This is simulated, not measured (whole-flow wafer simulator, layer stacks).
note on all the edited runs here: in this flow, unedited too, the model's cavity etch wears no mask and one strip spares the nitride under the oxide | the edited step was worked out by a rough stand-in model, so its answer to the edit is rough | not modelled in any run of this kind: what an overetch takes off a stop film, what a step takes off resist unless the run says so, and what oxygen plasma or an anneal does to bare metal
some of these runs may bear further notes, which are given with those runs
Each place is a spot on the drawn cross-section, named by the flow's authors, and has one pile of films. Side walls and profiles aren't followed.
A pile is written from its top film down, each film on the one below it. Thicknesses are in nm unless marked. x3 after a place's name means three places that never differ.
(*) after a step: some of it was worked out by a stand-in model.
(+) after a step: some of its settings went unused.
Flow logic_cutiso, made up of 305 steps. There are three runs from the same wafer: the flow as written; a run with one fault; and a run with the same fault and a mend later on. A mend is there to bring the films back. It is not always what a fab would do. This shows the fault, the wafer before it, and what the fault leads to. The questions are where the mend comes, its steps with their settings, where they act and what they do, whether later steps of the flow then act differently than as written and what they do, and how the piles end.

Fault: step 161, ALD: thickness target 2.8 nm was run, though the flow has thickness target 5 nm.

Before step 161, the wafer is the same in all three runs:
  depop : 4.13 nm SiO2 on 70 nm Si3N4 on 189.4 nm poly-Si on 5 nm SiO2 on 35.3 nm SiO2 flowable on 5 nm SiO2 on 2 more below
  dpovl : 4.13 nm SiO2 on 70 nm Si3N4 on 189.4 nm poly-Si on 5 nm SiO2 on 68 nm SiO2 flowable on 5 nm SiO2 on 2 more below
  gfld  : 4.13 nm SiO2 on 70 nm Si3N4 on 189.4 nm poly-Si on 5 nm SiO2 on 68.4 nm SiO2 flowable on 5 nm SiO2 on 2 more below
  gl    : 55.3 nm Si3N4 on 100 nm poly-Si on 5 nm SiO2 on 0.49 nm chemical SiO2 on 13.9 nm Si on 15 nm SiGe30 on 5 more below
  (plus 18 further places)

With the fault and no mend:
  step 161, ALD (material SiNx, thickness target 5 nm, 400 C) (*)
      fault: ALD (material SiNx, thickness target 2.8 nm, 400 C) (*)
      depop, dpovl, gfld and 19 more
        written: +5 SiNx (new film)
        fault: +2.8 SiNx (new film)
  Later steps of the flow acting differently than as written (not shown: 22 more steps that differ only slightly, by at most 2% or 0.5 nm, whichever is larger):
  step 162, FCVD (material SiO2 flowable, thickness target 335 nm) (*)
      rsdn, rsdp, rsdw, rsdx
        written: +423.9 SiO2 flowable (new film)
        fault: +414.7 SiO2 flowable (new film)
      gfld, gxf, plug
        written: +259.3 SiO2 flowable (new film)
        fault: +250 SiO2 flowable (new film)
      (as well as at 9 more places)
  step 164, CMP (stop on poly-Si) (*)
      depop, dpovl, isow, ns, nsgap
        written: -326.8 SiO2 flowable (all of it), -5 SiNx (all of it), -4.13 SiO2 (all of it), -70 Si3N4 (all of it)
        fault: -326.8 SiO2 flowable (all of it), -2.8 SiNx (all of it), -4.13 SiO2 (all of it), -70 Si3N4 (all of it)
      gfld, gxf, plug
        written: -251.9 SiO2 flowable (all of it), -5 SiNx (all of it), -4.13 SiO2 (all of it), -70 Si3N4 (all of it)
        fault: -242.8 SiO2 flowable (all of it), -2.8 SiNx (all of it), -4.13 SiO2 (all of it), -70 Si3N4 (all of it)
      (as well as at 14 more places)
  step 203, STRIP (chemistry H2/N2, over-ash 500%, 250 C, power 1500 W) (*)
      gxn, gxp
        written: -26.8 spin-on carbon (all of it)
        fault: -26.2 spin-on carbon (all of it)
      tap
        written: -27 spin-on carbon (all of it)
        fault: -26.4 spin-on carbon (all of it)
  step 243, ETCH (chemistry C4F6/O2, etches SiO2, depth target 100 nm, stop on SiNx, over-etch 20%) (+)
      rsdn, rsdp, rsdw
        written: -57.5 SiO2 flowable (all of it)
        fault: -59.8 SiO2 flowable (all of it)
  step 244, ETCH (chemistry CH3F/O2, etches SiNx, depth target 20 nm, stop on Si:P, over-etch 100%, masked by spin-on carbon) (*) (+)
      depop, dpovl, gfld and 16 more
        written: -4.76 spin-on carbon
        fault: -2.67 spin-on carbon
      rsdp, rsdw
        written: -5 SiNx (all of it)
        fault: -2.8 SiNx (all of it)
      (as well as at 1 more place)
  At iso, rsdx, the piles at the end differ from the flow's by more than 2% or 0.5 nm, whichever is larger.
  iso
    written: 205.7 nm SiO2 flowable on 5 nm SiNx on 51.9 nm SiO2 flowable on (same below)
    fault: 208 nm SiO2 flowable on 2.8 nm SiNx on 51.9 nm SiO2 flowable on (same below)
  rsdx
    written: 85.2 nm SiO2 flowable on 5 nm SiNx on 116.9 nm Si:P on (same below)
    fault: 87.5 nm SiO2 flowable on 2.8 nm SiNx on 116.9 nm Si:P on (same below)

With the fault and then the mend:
  The mend follows step 161.
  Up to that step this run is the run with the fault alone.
  step 161a, ALD (material SiNx, thickness target 2.2 nm, 400 C) (*) (the flow's step 161 again, with other settings)
      depop, dpovl, gfld and 19 more
        +2.2 SiNx
  Every later step of the flow that is run acts as written, at every place that is followed, to within 2% or 0.5 nm, whichever is larger.
  At every place that both follow, the piles at the end match the flow's.
